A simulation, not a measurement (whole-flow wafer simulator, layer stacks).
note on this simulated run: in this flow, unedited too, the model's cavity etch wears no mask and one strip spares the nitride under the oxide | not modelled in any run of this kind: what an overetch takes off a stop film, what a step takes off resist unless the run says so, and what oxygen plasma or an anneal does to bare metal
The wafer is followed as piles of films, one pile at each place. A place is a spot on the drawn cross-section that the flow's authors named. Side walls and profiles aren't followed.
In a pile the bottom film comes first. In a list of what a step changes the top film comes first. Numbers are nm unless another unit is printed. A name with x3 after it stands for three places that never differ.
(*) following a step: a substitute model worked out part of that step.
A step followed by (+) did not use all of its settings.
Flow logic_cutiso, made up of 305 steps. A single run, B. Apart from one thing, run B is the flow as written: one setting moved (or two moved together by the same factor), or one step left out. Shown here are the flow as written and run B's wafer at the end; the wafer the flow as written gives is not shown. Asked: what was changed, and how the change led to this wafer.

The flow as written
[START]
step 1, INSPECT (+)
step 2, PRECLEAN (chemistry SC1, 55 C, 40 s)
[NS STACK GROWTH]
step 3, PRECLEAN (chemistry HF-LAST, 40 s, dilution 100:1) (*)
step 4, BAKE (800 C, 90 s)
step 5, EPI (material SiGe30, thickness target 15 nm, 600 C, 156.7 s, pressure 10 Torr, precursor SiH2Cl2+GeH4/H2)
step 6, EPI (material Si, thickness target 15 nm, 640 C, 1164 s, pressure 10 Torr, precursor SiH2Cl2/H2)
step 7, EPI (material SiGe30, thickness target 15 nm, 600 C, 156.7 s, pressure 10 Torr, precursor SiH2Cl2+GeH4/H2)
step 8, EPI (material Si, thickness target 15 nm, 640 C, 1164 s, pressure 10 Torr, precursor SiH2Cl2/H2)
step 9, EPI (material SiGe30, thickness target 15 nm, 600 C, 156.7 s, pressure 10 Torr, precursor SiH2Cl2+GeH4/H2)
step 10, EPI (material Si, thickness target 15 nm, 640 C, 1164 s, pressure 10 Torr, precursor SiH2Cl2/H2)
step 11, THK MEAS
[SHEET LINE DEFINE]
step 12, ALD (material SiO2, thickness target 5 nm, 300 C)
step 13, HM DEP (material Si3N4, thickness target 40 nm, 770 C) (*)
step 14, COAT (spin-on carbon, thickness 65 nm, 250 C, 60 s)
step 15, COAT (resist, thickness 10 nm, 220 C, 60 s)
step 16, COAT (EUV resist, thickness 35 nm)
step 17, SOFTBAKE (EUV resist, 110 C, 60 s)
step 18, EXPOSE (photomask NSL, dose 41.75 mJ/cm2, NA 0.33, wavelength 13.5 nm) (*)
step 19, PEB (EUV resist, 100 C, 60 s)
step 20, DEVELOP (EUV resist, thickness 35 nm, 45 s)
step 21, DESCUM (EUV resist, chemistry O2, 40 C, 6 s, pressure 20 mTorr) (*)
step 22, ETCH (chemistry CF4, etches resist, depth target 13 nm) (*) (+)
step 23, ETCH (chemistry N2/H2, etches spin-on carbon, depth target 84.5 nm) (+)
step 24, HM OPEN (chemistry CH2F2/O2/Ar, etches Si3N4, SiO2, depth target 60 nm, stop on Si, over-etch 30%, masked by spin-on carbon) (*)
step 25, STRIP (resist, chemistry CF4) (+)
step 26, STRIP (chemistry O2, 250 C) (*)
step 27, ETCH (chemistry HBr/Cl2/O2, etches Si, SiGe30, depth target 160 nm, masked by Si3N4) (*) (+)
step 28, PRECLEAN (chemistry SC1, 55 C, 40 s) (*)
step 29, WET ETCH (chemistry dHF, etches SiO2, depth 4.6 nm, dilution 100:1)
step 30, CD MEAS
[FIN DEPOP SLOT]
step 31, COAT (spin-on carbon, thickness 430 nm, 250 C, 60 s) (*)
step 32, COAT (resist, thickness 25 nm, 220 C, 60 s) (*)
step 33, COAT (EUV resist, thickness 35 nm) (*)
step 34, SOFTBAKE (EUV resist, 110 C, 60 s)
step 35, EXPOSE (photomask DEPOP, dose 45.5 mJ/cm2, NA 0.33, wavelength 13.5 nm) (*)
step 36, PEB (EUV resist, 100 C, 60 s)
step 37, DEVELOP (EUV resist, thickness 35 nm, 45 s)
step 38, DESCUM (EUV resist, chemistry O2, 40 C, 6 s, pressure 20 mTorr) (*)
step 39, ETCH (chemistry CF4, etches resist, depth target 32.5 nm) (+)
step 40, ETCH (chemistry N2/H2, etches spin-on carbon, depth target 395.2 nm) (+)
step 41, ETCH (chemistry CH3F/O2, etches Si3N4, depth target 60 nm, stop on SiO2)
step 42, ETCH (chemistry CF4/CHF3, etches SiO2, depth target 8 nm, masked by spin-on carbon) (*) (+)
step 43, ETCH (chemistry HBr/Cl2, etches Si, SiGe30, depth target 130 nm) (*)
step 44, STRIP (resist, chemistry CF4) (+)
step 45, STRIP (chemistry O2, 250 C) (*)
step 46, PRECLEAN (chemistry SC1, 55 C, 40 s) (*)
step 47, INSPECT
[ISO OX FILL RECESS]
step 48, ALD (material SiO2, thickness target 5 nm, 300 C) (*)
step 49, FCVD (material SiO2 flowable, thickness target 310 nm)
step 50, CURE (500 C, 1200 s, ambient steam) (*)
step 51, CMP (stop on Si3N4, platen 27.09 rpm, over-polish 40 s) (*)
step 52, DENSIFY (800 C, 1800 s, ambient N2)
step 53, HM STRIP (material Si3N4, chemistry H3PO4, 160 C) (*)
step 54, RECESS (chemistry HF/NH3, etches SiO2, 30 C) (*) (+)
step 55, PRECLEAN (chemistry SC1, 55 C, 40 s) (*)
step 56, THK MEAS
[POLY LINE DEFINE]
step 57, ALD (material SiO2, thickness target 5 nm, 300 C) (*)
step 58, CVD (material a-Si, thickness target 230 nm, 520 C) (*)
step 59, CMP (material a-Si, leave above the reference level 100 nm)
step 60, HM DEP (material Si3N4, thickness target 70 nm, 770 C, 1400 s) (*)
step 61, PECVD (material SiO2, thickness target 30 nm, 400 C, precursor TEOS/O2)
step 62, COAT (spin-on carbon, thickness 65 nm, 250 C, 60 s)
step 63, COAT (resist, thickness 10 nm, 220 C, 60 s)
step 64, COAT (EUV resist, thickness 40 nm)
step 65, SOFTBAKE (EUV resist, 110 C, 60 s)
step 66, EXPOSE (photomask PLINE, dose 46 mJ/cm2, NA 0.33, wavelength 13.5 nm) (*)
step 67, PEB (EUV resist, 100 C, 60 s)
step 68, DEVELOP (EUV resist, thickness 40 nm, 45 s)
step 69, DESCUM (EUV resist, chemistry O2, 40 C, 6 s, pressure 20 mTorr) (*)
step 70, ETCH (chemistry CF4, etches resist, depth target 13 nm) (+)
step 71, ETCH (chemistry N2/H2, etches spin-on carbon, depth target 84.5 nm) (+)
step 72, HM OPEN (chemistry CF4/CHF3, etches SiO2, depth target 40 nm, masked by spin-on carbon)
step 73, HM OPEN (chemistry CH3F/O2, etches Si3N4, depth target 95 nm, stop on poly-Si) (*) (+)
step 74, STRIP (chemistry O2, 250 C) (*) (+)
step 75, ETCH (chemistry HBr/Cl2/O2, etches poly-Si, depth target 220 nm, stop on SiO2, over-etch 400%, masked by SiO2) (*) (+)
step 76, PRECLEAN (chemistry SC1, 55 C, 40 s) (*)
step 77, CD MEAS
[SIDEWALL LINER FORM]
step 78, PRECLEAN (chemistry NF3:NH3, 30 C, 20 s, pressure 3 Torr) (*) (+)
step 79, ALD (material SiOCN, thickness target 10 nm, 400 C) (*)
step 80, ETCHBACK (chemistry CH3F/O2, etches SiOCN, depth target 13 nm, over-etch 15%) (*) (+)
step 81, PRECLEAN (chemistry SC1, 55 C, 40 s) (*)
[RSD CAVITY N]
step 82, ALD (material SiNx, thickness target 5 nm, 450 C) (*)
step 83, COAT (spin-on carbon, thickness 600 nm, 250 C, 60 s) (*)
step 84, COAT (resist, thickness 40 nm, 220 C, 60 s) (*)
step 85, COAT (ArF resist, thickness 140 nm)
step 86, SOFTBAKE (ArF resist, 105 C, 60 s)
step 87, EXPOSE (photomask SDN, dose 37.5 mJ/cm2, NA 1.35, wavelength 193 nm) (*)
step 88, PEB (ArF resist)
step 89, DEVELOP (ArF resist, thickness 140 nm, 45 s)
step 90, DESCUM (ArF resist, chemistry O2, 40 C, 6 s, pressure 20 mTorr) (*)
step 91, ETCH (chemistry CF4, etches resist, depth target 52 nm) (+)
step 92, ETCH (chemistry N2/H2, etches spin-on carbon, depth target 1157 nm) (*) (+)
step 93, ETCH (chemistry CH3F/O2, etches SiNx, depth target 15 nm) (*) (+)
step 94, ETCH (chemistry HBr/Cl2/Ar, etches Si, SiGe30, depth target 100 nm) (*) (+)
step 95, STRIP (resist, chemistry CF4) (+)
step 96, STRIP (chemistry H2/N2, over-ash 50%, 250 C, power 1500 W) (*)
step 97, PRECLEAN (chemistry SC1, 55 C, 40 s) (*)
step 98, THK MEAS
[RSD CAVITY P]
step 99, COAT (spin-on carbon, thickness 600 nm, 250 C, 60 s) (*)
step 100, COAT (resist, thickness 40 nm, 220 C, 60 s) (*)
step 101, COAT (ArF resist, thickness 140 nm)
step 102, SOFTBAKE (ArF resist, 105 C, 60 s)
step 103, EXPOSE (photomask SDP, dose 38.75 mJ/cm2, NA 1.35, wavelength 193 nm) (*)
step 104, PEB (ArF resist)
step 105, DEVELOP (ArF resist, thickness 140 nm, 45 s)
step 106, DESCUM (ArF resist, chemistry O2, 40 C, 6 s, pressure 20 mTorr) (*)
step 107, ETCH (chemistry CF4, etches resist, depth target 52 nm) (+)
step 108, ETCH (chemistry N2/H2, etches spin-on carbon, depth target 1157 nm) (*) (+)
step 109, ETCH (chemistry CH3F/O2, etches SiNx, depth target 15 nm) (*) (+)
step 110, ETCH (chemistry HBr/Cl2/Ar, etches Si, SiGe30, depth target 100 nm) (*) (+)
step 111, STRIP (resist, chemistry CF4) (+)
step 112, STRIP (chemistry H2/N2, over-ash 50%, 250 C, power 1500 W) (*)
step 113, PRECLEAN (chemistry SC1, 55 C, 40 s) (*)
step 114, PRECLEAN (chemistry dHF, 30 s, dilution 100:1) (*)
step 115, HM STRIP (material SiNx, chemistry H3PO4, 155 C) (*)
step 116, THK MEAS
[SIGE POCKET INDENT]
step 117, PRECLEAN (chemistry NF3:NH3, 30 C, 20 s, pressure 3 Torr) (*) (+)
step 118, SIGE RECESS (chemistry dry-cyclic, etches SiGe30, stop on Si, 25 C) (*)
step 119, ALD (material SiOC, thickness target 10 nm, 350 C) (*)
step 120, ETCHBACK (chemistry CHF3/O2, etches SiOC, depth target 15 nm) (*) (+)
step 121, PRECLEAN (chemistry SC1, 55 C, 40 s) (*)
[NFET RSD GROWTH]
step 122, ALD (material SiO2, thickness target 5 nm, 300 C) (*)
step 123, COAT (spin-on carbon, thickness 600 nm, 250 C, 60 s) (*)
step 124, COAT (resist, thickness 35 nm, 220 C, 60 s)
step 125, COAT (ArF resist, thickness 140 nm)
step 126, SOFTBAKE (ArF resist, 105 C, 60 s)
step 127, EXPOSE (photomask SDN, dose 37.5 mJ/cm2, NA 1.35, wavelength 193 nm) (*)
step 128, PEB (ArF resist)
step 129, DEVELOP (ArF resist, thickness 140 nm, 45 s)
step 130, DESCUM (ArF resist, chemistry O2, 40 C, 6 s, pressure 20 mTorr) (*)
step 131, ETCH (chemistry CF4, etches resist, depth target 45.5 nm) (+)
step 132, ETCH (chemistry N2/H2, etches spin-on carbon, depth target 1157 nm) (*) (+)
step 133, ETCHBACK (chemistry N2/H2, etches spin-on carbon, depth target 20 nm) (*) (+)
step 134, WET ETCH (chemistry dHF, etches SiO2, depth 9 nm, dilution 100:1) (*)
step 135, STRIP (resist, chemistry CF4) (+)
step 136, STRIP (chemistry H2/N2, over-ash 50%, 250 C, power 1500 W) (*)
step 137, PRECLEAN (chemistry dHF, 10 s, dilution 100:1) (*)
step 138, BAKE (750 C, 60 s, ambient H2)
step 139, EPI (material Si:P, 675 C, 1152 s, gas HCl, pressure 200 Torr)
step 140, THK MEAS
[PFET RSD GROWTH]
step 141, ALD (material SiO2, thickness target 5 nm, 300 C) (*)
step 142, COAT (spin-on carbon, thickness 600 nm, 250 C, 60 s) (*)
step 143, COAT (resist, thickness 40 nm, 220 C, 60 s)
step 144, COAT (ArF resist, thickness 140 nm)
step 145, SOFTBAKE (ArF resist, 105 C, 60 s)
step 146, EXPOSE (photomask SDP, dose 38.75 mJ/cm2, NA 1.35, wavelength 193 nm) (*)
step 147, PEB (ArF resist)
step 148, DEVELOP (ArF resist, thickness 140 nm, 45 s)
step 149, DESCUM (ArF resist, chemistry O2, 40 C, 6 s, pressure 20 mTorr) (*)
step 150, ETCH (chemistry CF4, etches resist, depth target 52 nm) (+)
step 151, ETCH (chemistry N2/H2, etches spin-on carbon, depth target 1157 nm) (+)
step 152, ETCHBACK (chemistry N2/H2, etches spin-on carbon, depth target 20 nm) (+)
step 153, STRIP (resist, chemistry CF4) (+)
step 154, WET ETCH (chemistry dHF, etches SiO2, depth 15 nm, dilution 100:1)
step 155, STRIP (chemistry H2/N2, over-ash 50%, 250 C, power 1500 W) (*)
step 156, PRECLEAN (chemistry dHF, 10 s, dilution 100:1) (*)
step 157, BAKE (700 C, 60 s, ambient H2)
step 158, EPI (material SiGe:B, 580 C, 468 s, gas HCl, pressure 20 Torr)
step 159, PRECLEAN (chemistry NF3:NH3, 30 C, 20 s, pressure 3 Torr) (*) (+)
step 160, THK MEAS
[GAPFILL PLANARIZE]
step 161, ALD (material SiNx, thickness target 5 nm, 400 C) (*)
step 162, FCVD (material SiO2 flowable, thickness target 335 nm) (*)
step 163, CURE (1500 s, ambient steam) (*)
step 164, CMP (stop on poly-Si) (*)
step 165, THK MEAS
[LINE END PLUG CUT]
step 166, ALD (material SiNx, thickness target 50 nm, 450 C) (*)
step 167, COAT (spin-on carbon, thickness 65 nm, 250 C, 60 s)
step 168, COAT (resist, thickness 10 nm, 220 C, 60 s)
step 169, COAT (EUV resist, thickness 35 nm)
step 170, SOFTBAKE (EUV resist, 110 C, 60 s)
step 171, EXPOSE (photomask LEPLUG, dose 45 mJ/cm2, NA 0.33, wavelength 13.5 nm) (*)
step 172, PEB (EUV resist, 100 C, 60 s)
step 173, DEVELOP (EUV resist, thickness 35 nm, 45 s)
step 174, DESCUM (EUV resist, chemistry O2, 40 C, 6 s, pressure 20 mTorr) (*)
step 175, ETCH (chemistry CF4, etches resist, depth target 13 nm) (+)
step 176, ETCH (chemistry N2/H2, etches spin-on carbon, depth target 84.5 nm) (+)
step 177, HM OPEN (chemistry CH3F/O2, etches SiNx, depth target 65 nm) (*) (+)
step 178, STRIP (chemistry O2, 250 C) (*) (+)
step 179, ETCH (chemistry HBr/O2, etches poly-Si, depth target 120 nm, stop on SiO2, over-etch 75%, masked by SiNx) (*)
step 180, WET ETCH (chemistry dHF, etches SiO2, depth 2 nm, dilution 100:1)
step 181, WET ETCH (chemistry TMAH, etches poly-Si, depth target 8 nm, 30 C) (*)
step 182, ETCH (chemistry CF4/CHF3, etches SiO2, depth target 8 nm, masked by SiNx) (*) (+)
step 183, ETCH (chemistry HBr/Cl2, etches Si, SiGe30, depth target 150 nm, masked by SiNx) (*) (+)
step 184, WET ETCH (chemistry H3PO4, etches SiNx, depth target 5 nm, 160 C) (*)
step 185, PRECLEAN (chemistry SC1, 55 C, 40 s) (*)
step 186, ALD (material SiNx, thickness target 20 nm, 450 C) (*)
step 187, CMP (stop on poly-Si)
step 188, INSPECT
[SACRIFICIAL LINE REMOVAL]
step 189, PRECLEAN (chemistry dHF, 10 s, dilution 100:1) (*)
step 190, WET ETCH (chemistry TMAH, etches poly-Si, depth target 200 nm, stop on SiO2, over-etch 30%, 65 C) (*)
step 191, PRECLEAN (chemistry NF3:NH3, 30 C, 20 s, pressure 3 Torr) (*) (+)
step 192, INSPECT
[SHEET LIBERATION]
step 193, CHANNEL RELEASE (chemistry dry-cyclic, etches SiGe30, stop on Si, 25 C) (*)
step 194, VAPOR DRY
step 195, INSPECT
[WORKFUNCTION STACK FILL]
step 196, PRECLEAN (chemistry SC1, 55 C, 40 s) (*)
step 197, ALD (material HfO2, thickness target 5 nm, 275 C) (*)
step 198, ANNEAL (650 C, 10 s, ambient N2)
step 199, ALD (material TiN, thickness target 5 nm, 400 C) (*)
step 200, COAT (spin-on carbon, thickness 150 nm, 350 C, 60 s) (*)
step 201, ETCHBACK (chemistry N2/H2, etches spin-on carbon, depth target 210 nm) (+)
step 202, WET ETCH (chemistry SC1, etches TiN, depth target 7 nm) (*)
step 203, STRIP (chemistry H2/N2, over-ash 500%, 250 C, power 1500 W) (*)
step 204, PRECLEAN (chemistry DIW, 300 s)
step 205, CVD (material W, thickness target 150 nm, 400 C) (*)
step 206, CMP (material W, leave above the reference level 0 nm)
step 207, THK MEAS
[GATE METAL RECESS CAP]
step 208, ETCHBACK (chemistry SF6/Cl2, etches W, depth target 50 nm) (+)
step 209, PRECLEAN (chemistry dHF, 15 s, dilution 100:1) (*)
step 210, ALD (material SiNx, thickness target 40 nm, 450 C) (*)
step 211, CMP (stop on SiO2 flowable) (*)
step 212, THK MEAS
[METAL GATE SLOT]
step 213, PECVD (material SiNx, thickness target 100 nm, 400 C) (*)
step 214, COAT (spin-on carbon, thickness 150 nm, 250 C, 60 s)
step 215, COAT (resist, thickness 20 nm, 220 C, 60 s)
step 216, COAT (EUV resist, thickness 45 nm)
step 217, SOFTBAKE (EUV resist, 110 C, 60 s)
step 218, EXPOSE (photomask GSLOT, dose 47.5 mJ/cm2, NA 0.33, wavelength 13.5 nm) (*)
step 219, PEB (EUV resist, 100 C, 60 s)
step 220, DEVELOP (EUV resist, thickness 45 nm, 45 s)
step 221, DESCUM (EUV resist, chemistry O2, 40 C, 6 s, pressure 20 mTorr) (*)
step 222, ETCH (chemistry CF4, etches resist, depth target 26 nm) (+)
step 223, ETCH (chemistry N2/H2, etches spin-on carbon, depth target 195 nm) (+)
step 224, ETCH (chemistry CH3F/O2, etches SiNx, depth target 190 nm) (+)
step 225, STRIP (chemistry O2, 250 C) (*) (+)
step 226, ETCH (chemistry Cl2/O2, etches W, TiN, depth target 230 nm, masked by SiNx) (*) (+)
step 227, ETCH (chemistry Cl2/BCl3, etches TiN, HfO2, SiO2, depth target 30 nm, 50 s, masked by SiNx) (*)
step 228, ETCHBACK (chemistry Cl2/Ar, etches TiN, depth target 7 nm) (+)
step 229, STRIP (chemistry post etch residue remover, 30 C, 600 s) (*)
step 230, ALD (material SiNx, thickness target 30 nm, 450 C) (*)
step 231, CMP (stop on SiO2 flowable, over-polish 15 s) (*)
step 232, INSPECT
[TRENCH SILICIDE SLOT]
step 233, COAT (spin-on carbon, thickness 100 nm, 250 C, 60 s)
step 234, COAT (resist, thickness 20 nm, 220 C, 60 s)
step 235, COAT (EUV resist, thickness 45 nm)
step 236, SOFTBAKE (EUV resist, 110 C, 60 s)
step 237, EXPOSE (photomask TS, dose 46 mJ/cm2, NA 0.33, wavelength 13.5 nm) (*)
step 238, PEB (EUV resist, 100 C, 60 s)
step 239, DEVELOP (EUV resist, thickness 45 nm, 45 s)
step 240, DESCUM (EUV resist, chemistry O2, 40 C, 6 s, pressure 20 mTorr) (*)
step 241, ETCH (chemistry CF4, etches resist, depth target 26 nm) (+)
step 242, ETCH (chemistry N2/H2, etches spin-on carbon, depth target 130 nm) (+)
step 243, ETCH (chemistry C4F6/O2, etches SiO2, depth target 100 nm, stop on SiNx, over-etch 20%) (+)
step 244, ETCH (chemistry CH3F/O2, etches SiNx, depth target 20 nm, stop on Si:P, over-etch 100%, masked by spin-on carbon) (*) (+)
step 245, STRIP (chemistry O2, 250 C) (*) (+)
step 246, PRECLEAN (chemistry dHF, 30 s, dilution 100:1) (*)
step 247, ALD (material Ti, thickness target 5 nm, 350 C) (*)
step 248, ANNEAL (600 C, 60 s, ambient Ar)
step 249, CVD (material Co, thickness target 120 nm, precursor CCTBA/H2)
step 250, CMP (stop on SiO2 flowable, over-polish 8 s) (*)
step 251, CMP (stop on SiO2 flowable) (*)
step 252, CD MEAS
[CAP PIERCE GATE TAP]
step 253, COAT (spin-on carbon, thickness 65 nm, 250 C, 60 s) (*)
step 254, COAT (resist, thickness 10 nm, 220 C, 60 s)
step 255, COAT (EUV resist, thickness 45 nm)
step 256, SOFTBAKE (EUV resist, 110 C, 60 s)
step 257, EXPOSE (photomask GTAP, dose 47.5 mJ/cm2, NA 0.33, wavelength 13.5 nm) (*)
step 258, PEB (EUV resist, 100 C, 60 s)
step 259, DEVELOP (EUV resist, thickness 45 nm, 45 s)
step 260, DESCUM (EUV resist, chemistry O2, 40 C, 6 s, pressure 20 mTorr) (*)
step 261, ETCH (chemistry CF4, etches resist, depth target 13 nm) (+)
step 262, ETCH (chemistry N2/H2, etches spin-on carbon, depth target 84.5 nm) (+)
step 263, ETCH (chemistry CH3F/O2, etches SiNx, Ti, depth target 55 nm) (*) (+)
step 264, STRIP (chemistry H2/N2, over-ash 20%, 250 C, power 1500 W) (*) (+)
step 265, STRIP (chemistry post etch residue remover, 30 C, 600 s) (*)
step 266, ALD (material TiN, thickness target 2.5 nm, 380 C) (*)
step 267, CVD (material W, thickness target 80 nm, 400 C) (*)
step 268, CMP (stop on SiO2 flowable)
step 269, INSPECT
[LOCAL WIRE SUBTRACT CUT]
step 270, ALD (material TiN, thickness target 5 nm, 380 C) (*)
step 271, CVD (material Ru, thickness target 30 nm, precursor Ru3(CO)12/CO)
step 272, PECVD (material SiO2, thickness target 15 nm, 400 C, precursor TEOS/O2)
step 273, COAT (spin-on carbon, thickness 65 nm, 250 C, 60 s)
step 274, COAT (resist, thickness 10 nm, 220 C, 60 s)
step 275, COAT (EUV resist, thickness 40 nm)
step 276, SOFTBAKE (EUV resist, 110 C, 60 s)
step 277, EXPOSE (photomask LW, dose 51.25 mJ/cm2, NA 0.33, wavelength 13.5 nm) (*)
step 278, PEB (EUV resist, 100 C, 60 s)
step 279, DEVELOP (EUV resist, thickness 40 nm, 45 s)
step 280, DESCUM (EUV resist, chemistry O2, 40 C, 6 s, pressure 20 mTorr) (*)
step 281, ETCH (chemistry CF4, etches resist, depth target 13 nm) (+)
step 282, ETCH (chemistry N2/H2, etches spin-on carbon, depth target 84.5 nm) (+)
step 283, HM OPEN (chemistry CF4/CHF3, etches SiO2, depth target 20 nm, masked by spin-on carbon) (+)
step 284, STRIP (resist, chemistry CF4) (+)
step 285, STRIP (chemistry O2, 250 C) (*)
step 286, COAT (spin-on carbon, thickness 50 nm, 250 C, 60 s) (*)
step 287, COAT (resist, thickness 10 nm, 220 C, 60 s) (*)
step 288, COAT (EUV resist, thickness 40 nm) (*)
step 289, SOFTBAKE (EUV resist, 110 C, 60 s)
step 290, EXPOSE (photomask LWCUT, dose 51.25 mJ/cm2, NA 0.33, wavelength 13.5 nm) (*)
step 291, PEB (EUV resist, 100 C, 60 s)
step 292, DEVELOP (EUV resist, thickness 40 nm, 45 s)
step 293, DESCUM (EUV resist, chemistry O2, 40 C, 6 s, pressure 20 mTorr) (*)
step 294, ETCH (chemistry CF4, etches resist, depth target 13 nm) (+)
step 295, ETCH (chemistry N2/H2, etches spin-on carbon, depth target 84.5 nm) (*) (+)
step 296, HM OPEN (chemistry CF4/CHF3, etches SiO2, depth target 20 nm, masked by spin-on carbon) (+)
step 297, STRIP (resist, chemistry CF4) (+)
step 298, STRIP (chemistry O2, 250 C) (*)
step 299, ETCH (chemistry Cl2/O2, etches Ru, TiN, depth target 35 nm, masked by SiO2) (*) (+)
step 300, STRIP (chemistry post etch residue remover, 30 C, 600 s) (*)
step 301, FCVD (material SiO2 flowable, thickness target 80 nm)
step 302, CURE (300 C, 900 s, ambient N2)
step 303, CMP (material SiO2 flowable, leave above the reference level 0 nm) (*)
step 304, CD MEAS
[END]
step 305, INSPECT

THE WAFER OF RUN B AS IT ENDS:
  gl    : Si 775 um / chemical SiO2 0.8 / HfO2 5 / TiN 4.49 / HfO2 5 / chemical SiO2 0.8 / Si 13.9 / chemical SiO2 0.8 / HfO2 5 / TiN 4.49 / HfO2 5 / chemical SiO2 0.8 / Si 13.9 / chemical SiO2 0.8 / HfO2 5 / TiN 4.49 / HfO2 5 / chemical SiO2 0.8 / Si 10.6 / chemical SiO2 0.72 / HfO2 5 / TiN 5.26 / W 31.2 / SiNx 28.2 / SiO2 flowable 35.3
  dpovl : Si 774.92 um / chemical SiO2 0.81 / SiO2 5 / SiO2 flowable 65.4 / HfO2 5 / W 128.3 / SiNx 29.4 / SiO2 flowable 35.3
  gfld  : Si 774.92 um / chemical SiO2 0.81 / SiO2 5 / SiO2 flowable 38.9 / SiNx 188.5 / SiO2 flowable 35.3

The reason: step 10, EPI: thickness target 12.8 nm was run, while the flow as written has thickness target 15 nm; step 10, EPI: 989.7 s was run, where the flow has 1164 s.

The path from the change to this, step by step:
  step 10, EPI (material Si, thickness target 15 nm, 640 C, 1164 s, pressure 10 Torr, precursor SiH2Cl2/H2)
      depop, dpovl, gfld and 19 more: Si gains 12.8 (new film) (it would be, as written: Si gains 15 (new film))
  step 27, ETCH (chemistry HBr/Cl2/O2, etches Si, SiGe30, depth target 160 nm, masked by Si3N4) (*) (+)
      gfld, gxf, iso, lnri: chemical SiO2 loses 0.79 (all of it), Si loses 9.1 (all of it), SiGe30 loses 15 (all of it), Si loses 15 (all of it), SiGe30 loses 15 (all of it), Si loses 15 (all of it), SiGe30 loses 15 (all of it), Si loses 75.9 (it would be, as written: chemical SiO2 loses 0.79 (all of it), Si loses 11.4 (all of it), SiGe30 loses 15 (all of it), Si loses 15 (all of it), SiGe30 loses 15 (all of it), Si loses 15 (all of it), SiGe30 loses 15 (all of it), Si loses 73.6)
      dpovl, nsgap: chemical SiO2 loses 0.79 (all of it), Si loses 9.5 (all of it), SiGe30 loses 15 (all of it), Si loses 15 (all of it), SiGe30 loses 15 (all of it), Si loses 15 (all of it), SiGe30 loses 15 (all of it), Si loses 75.5 (it would be, as written: chemical SiO2 loses 0.79 (all of it), Si loses 11.8 (all of it), SiGe30 loses 15 (all of it), Si loses 15 (all of it), SiGe30 loses 15 (all of it), Si loses 15 (all of it), SiGe30 loses 15 (all of it), Si loses 73.2)
      (as well as at 1 more place)
  step 43, ETCH (chemistry HBr/Cl2, etches Si, SiGe30, depth target 130 nm) (*)
      depop: Si loses 11.8 (all of it), SiGe30 loses 15 (all of it), Si loses 15 (all of it), SiGe30 loses 15 (all of it), Si loses 15 (all of it), SiGe30 loses 15 (all of it), Si loses 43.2 (it would be, as written: Si loses 14 (all of it), SiGe30 loses 15 (all of it), Si loses 15 (all of it), SiGe30 loses 15 (all of it), Si loses 15 (all of it), SiGe30 loses 15 (all of it), Si loses 41)
  step 94, ETCH (chemistry HBr/Cl2/Ar, etches Si, SiGe30, depth target 100 nm) (*) (+)
      rsdn, rsdx: chemical SiO2 loses 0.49 (all of it), Si loses 10.6 (all of it), SiGe30 loses 15 (all of it), Si loses 15 (all of it), SiGe30 loses 15 (all of it), Si loses 15 (all of it), SiGe30 loses 15 (all of it), Si loses 14.4 (it would be, as written: chemical SiO2 loses 0.49 (all of it), Si loses 12.8 (all of it), SiGe30 loses 15 (all of it), Si loses 15 (all of it), SiGe30 loses 15 (all of it), Si loses 15 (all of it), SiGe30 loses 15 (all of it), Si loses 12.2)
  step 110, ETCH (chemistry HBr/Cl2/Ar, etches Si, SiGe30, depth target 100 nm) (*) (+)
      rsdp, rsdw: chemical SiO2 loses 0.49 (all of it), Si loses 10.6 (all of it), SiGe30 loses 15 (all of it), Si loses 15 (all of it), SiGe30 loses 15 (all of it), Si loses 15 (all of it), SiGe30 loses 15 (all of it), Si loses 14.4 (it would be, as written: chemical SiO2 loses 0.49 (all of it), Si loses 12.8 (all of it), SiGe30 loses 15 (all of it), Si loses 15 (all of it), SiGe30 loses 15 (all of it), Si loses 15 (all of it), SiGe30 loses 15 (all of it), Si loses 12.2)
  step 183, ETCH (chemistry HBr/Cl2, etches Si, SiGe30, depth target 150 nm, masked by SiNx) (*) (+)
      plug: Si loses 11.3 (all of it), SiGe30 loses 15 (all of it), Si loses 15 (all of it), SiGe30 loses 15 (all of it), Si loses 15 (all of it), SiGe30 loses 15 (all of it), Si loses 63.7 (it would be, as written: Si loses 13.6 (all of it), SiGe30 loses 15 (all of it), Si loses 15 (all of it), SiGe30 loses 15 (all of it), Si loses 15 (all of it), SiGe30 loses 15 (all of it), Si loses 61.4)
